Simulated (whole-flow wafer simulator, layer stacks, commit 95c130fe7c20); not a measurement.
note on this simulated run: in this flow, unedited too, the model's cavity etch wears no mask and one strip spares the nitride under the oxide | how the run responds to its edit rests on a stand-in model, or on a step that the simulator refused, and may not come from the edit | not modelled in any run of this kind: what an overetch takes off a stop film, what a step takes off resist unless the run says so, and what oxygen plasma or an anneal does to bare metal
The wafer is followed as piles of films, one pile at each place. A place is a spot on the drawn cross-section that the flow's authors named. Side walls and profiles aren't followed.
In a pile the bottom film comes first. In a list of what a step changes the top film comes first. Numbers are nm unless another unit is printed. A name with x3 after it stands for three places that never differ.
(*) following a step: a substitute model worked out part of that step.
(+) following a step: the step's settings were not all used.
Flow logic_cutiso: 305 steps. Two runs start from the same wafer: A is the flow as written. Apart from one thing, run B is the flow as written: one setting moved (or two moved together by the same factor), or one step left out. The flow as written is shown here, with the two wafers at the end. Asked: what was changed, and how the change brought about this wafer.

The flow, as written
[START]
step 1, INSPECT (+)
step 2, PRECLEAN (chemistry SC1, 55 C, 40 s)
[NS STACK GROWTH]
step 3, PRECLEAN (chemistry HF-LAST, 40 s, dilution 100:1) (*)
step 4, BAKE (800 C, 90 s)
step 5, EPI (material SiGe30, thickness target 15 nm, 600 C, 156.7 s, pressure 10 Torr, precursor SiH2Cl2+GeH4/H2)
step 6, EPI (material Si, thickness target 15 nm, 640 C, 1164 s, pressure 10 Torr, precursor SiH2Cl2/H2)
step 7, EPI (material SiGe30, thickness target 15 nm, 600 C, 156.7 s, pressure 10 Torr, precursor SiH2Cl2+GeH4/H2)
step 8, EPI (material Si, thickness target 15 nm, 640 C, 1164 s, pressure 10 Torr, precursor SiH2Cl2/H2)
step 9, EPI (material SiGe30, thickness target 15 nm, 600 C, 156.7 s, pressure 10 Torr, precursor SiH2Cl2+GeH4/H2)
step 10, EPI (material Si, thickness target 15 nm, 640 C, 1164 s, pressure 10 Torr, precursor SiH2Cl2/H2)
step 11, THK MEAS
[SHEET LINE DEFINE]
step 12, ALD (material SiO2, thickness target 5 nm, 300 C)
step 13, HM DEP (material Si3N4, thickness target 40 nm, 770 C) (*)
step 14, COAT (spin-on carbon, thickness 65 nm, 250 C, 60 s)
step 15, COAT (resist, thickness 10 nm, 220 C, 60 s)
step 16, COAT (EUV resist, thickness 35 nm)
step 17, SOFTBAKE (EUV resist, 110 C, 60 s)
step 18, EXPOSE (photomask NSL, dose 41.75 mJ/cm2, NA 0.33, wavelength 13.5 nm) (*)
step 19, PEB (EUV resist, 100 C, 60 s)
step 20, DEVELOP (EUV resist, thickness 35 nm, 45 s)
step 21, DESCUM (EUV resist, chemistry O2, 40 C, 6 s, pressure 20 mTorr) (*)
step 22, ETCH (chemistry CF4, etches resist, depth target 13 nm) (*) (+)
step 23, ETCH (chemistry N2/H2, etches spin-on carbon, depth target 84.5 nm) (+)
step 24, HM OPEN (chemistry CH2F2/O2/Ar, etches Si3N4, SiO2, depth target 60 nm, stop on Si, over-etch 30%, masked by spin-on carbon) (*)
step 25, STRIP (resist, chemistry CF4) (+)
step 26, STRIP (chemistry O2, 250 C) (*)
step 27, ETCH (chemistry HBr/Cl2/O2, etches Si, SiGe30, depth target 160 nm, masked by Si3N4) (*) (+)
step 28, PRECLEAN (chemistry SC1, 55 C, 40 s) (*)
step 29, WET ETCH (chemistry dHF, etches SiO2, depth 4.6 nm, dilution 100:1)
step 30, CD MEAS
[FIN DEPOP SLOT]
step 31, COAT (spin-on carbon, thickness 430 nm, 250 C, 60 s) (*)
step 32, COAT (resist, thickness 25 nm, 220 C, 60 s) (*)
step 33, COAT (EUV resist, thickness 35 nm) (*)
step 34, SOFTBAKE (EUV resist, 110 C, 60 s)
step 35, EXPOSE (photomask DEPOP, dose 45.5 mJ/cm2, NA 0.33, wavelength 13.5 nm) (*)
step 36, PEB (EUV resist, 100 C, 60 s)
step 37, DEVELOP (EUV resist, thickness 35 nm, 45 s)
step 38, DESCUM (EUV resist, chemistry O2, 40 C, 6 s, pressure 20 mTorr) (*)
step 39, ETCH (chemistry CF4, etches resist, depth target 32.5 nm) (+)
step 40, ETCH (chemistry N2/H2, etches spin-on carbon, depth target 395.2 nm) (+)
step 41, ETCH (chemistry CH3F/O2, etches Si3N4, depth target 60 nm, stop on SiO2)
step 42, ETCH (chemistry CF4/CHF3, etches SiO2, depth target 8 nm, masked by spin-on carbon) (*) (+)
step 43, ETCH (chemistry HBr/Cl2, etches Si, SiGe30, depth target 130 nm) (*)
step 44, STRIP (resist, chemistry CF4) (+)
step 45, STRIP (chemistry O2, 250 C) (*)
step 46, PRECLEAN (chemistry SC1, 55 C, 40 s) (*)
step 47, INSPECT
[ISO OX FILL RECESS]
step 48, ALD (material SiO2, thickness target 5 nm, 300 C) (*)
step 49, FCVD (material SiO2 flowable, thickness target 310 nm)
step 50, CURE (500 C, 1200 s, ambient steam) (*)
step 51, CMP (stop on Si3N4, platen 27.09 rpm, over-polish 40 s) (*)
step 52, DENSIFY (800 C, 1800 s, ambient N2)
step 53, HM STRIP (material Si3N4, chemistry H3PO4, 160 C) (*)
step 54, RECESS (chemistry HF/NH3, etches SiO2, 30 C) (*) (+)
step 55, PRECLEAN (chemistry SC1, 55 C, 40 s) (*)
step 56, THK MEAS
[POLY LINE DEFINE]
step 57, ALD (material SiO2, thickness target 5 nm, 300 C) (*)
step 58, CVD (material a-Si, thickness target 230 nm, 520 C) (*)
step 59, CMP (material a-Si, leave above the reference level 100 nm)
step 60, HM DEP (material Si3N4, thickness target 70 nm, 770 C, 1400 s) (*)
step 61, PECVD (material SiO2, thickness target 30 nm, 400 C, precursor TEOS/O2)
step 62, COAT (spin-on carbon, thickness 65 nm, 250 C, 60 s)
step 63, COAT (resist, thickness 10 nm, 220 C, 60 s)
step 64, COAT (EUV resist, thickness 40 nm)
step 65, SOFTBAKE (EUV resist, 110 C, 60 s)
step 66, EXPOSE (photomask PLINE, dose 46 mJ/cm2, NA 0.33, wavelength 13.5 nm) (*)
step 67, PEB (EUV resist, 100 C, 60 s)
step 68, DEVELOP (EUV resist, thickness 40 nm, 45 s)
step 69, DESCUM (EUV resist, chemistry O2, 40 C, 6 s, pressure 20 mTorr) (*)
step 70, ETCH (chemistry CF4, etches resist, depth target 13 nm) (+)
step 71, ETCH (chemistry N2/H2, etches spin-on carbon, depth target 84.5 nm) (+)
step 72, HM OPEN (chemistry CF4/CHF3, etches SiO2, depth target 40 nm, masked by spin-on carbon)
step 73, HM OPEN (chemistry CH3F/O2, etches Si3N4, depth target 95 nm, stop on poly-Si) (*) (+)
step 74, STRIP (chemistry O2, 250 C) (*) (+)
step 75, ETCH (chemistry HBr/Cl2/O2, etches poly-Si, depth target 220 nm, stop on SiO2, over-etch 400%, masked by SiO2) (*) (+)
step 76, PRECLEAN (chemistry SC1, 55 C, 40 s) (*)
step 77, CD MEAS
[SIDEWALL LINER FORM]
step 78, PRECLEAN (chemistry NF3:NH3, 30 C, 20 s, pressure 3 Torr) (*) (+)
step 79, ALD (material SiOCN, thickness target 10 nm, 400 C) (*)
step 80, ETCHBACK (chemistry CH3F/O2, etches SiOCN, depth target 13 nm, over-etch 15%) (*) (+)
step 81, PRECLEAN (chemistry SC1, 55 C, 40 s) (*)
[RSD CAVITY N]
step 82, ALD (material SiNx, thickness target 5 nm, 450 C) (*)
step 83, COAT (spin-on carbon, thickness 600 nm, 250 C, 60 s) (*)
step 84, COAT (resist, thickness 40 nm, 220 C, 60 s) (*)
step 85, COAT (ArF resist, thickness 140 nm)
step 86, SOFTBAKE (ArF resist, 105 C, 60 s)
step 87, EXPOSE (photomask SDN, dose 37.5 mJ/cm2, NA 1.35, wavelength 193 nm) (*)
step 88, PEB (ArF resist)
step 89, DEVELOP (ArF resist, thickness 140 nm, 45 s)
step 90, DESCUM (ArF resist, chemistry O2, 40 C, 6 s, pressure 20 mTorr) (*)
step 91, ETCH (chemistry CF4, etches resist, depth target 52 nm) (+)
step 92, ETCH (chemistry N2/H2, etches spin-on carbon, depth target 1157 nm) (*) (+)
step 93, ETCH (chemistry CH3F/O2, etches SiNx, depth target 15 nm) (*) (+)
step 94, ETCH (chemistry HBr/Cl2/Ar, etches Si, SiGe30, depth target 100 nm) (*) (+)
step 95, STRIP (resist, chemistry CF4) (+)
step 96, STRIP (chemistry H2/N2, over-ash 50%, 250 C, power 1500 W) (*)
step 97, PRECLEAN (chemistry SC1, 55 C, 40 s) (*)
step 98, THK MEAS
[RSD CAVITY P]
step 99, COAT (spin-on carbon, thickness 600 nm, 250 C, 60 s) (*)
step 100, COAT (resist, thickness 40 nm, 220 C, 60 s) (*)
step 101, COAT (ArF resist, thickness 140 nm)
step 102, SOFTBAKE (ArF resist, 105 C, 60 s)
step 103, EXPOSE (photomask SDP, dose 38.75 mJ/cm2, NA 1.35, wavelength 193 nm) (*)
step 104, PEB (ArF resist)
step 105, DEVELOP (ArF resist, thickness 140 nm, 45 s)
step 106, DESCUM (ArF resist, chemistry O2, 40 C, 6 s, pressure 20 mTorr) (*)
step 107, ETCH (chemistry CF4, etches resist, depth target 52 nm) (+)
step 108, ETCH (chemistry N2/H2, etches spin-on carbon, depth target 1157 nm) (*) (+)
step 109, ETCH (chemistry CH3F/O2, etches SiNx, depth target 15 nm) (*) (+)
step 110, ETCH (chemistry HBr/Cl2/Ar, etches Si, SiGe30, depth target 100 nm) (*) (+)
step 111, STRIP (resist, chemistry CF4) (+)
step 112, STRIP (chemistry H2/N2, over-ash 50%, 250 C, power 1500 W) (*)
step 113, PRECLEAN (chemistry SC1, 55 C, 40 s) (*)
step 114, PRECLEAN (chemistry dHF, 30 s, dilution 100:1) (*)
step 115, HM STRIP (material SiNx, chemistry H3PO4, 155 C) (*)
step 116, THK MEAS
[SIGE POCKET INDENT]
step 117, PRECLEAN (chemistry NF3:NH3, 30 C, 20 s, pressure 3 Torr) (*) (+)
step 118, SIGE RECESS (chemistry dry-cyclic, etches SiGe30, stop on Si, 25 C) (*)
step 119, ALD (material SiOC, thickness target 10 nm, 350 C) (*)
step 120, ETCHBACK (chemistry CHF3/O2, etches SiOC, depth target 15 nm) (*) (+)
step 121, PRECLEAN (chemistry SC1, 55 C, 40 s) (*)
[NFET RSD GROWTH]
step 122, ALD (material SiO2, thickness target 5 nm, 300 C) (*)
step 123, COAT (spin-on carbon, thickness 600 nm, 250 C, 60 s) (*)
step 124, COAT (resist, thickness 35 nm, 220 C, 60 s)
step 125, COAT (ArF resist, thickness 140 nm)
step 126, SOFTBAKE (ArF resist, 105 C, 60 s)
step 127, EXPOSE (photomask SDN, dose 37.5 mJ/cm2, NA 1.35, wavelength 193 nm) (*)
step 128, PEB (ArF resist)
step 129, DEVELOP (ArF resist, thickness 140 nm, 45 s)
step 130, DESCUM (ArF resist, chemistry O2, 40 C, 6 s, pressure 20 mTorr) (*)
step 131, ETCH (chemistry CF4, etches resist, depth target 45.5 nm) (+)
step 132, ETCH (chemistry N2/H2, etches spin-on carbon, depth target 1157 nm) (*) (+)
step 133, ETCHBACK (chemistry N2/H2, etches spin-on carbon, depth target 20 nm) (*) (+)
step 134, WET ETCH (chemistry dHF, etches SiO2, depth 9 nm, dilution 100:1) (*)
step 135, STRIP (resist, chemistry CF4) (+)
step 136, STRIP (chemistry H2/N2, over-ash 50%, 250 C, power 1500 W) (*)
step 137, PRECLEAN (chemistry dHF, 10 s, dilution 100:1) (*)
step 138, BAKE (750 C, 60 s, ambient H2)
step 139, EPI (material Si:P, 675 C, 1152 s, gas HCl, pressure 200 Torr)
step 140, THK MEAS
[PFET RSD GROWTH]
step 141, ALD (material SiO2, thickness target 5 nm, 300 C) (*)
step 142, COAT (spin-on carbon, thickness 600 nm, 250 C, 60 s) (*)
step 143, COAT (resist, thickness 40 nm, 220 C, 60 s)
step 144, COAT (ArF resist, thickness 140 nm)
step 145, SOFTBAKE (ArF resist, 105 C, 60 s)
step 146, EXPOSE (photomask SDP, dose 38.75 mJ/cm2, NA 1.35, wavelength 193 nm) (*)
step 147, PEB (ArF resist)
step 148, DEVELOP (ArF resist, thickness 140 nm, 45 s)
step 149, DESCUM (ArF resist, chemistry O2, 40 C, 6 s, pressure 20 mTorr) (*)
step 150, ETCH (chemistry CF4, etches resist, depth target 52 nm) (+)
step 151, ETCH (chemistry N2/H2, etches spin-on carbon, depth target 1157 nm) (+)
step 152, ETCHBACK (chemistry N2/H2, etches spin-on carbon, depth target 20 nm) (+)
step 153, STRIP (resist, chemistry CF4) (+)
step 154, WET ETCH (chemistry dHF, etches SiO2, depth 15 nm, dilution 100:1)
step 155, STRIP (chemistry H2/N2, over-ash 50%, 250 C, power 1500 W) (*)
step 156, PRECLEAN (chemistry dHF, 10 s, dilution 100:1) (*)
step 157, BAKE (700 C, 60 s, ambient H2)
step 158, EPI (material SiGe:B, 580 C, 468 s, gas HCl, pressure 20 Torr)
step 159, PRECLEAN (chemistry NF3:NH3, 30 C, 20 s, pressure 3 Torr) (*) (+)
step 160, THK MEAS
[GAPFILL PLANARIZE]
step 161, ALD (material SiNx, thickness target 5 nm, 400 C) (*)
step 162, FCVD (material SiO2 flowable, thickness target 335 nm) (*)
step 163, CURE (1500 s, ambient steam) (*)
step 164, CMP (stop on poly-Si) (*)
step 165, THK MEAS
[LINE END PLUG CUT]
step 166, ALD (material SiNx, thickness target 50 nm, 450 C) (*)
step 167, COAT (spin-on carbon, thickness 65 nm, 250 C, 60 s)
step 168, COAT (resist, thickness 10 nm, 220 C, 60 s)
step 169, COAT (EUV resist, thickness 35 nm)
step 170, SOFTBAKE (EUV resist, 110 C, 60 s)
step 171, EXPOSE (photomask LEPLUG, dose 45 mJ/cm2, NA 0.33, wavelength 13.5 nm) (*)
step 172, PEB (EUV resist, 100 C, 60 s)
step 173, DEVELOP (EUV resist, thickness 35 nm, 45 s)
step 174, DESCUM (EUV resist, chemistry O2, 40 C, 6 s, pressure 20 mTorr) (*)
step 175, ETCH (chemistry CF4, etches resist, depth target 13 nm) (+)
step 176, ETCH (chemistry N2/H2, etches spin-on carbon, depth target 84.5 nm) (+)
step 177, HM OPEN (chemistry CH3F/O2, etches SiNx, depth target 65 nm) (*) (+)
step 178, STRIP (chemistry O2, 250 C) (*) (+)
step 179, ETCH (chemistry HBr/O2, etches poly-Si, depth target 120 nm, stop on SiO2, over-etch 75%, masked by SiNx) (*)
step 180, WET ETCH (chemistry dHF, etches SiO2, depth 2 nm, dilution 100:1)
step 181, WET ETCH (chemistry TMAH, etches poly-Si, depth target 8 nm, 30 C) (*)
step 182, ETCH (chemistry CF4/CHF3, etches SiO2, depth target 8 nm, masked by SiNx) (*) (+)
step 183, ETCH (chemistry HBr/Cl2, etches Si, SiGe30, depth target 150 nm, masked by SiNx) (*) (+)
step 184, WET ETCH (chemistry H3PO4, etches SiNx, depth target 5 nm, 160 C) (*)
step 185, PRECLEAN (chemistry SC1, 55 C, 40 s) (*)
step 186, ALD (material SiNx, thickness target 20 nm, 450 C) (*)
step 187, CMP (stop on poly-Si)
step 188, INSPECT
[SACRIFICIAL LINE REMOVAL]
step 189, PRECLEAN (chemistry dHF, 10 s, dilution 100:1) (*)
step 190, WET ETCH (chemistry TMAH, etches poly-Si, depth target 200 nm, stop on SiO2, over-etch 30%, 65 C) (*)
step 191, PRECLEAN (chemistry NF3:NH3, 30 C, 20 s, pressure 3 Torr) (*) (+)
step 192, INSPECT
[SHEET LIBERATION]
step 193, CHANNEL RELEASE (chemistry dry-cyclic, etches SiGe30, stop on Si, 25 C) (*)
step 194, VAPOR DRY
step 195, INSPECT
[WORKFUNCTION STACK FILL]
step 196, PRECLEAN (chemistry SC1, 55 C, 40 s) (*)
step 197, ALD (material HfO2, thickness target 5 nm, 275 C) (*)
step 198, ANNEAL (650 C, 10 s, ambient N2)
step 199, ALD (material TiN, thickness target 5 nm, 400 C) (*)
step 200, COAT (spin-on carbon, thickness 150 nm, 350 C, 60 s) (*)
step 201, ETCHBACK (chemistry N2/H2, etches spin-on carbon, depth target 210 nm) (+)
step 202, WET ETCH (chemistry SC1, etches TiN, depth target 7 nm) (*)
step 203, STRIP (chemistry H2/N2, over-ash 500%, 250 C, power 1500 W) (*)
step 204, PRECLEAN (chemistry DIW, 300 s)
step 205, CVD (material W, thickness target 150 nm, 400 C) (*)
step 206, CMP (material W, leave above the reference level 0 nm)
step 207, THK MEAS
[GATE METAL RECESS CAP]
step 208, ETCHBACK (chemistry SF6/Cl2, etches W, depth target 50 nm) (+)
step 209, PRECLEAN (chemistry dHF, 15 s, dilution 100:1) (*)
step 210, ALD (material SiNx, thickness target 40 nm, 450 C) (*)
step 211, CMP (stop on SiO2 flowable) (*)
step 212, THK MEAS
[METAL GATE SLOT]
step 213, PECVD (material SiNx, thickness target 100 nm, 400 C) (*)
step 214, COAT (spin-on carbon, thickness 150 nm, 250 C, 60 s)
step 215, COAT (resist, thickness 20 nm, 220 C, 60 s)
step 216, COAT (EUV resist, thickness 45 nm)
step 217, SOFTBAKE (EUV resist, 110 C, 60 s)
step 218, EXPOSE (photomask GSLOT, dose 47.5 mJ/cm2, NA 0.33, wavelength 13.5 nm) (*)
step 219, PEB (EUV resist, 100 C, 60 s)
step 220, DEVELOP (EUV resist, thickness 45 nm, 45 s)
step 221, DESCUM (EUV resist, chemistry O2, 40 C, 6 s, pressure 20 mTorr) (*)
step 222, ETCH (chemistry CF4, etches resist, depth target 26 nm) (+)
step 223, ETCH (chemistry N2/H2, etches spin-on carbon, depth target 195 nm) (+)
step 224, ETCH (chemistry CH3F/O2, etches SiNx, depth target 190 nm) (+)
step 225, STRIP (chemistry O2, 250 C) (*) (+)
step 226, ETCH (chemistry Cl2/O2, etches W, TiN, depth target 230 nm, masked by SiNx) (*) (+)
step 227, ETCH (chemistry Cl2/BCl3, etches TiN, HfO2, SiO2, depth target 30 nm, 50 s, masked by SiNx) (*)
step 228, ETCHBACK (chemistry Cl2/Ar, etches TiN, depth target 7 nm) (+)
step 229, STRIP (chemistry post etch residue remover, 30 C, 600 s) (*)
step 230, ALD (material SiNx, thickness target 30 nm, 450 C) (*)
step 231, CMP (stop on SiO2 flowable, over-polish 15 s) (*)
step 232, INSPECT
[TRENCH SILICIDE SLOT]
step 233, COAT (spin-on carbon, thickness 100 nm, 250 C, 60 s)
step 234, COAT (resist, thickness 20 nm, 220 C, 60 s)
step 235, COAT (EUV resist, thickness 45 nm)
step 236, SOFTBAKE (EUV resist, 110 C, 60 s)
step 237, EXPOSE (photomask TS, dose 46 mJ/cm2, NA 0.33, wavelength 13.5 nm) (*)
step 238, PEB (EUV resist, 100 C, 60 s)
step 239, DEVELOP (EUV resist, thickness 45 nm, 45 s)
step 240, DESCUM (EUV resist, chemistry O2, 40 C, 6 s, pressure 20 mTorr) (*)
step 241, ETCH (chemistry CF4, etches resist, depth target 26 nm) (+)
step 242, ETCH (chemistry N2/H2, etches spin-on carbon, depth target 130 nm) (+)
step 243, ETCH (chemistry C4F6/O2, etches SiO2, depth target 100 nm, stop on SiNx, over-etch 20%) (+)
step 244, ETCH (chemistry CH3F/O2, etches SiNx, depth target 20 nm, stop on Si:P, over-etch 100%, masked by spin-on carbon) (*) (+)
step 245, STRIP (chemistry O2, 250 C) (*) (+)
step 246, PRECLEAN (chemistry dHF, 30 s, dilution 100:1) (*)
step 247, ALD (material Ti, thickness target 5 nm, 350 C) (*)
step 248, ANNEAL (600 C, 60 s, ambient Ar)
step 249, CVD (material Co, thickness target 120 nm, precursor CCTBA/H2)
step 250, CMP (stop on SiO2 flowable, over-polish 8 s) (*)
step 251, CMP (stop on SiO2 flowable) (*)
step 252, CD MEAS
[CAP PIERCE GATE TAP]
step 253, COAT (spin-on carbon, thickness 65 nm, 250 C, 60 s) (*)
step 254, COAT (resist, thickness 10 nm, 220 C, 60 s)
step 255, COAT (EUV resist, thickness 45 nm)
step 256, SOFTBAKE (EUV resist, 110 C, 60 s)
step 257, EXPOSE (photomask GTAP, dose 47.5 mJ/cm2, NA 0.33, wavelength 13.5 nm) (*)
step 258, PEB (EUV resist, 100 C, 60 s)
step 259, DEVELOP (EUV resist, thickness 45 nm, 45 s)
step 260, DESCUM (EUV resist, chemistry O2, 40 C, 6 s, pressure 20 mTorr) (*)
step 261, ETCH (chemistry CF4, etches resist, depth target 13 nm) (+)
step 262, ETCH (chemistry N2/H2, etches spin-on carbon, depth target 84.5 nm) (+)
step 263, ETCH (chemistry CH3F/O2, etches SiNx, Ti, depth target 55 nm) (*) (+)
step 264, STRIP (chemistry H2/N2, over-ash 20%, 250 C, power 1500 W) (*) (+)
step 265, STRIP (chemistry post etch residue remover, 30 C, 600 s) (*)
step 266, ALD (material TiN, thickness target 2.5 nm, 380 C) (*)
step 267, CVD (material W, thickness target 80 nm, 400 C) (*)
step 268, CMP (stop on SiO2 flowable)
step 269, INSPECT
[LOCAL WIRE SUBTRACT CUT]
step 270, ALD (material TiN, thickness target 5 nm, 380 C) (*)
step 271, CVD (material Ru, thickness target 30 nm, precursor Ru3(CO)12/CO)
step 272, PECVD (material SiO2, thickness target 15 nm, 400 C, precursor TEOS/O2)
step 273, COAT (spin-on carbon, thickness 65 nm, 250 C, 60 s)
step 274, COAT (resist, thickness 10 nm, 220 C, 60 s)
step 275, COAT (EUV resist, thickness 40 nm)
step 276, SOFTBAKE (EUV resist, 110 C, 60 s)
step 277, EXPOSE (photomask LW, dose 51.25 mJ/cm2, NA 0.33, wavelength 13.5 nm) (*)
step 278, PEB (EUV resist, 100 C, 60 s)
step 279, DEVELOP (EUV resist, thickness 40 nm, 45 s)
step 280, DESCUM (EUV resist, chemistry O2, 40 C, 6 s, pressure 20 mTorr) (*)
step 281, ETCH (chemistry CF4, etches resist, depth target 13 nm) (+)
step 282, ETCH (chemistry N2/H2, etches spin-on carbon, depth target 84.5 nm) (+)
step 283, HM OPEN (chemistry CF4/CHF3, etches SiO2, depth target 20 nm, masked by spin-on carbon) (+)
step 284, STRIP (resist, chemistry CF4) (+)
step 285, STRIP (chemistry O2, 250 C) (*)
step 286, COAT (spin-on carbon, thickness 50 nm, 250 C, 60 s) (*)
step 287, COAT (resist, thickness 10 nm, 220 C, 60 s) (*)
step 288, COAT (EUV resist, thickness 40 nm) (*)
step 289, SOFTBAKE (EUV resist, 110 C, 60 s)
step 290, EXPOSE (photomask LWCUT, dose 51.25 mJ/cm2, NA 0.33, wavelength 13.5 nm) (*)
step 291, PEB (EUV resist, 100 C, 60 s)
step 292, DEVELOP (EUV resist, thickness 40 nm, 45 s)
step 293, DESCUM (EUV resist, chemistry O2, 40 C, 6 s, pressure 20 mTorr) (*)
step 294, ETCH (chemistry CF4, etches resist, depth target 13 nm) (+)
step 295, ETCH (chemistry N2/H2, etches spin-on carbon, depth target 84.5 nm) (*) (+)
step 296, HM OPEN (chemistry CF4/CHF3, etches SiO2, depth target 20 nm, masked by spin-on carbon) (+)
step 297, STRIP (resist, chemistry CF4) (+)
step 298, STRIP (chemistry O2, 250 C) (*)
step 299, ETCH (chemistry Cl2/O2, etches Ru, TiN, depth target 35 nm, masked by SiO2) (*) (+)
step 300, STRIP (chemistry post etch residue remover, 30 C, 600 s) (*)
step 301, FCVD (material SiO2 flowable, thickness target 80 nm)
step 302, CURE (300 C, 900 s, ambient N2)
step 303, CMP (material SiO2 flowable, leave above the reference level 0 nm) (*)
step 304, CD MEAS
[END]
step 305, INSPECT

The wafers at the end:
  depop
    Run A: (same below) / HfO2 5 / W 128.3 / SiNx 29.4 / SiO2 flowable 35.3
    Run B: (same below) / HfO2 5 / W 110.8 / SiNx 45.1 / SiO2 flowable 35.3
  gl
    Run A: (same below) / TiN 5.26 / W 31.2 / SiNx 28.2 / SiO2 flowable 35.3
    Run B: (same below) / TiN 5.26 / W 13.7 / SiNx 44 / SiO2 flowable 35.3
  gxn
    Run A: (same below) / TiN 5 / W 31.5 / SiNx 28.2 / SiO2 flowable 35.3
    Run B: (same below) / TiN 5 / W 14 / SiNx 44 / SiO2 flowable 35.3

What caused this: step 208, ETCHBACK: depth target 67.5 nm was run, though the flow has depth target 50 nm.

Step by step, how the change led to this:
  step 208, ETCHBACK (chemistry SF6/Cl2, etches W, depth target 50 nm) (+)
      depop, dpovl, gfld and 9 more: A W loses 50 | B W loses 67.5
      iso, rsdn, rsdp, rsdw, rsdx: A SiO2 flowable loses 5 | B SiO2 flowable loses 6.75
      (also at 5 further places)
  step 210, ALD (material SiNx, thickness target 40 nm, 450 C) (*)
      gfld, gl, glp, gxf, gxn, gxp, tap: A SiNx gains 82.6 (new film) | B SiNx gains 97.6 (new film)
      plug: A SiNx gains 42.5 | B SiNx gains 44.4
  step 211, CMP (stop on SiO2 flowable) (*)
      depop, dpovl, isow, ns, nsgap: A SiNx loses 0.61 | B nothing
      lnr, lnri, lnrp, lnrt: A SiNx loses 40 (all of it), SiOCN loses 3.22 | B SiNx loses 40 (all of it), SiOCN loses 2.46
  step 224, ETCH (chemistry CH3F/O2, etches SiNx, depth target 190 nm) (+)
      gfld: A SiNx loses 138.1 (all of it), W loses 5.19 | B SiNx loses 153.8 (all of it), W loses 3.62
  step 226, ETCH (chemistry Cl2/O2, etches W, TiN, depth target 230 nm, masked by SiNx) (*) (+)
      depop, dpovl, gl and 18 more: A SiNx loses 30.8 | B SiNx loses 26.8
      gfld: A W loses 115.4 (all of it), TiN loses 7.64 (all of it), HfO2 loses 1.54 | B W loses 99.5 (all of it), TiN loses 7.64 (all of it), HfO2 loses 1.34
  step 231, CMP (stop on SiO2 flowable, over-polish 15 s) (*)
      gfld, gl, glp, gxf, gxn, gxp, plug, tap: A SiNx loses 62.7 | B SiNx loses 66.7
      depop, dpovl, isow, ns, nsgap: A SiNx loses 62.7 | B SiNx loses 51.5
      (also at 9 further places)
  step 243, ETCH (chemistry C4F6/O2, etches SiO2, depth target 100 nm, stop on SiNx, over-etch 20%) (+)
      rsdn, rsdp, rsdw: A SiO2 flowable loses 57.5 (all of it) | B SiO2 flowable loses 55.8 (all of it)
  step 246, PRECLEAN (chemistry dHF, 30 s, dilution 100:1) (*)
      depop, dpovl, isow, ns, nsgap: A SiNx loses 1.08 | B SiNx loses 0.52
  step 251, CMP (stop on SiO2 flowable) (*)
      rsdx: A Ti loses 5 (all of it) | B Ti loses 4.24
      gfld, gl, glp, gxf, gxn, gxp, tap: A SiNx loses 5 | B SiNx loses 4.44
      (also at 9 further places)
  step 263, ETCH (chemistry CH3F/O2, etches SiNx, Ti, depth target 55 nm) (*) (+)
      glp, lnrp, lnrt, plug, rsdn, rsdp, rsdw: A resist loses 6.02 (all of it), spin-on carbon loses 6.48 | B resist loses 6.02 (all of it), spin-on carbon loses 11.9
      depop, dpovl, gl, isow, ns, nsgap: A resist loses 6.03 (all of it), spin-on carbon loses 6.46 | B resist loses 6.03 (all of it), spin-on carbon loses 11.8
      (also at 9 further places)
  step 264, STRIP (chemistry H2/N2, over-ash 20%, 250 C, power 1500 W) (*) (+)
      gfld, gl, gxf, gxn, gxp, lnr, lnri, lnrp: A spin-on carbon loses 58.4 (all of it) | B spin-on carbon loses 53.1 (all of it)
      glp, lnrt, plug, rsdn, rsdp, rsdw: A spin-on carbon loses 58.4 (all of it) | B spin-on carbon loses 53 (all of it)
      (also at 7 further places)
  step 265, STRIP (chemistry post etch residue remover, 30 C, 600 s) (*)
      rsdx: A nothing | B Ti loses 0.76 (all of it)
      iso: A Ti loses 0.66 (all of it) | B Ti loses 1.17 (all of it)
  step 267, CVD (material W, thickness target 80 nm, 400 C) (*)
      tap: A W gains 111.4 (new film) | B W gains 127.3 (new film)
  step 268, CMP (stop on SiO2 flowable)
      depop, dpovl, gfld and 9 more: A W loses 80.2 (all of it), TiN loses 2.5 (all of it), SiNx loses 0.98 | B W loses 80.2 (all of it), TiN loses 2.5 (all of it), SiNx loses 1.54
      lnr, lnri, lnrp, lnrt: A W loses 80 (all of it), TiN loses 2.5 (all of it), SiOCN loses 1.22 | B W loses 80 (all of it), TiN loses 2.5 (all of it), SiOCN loses 1.78
      (also at 3 further places)
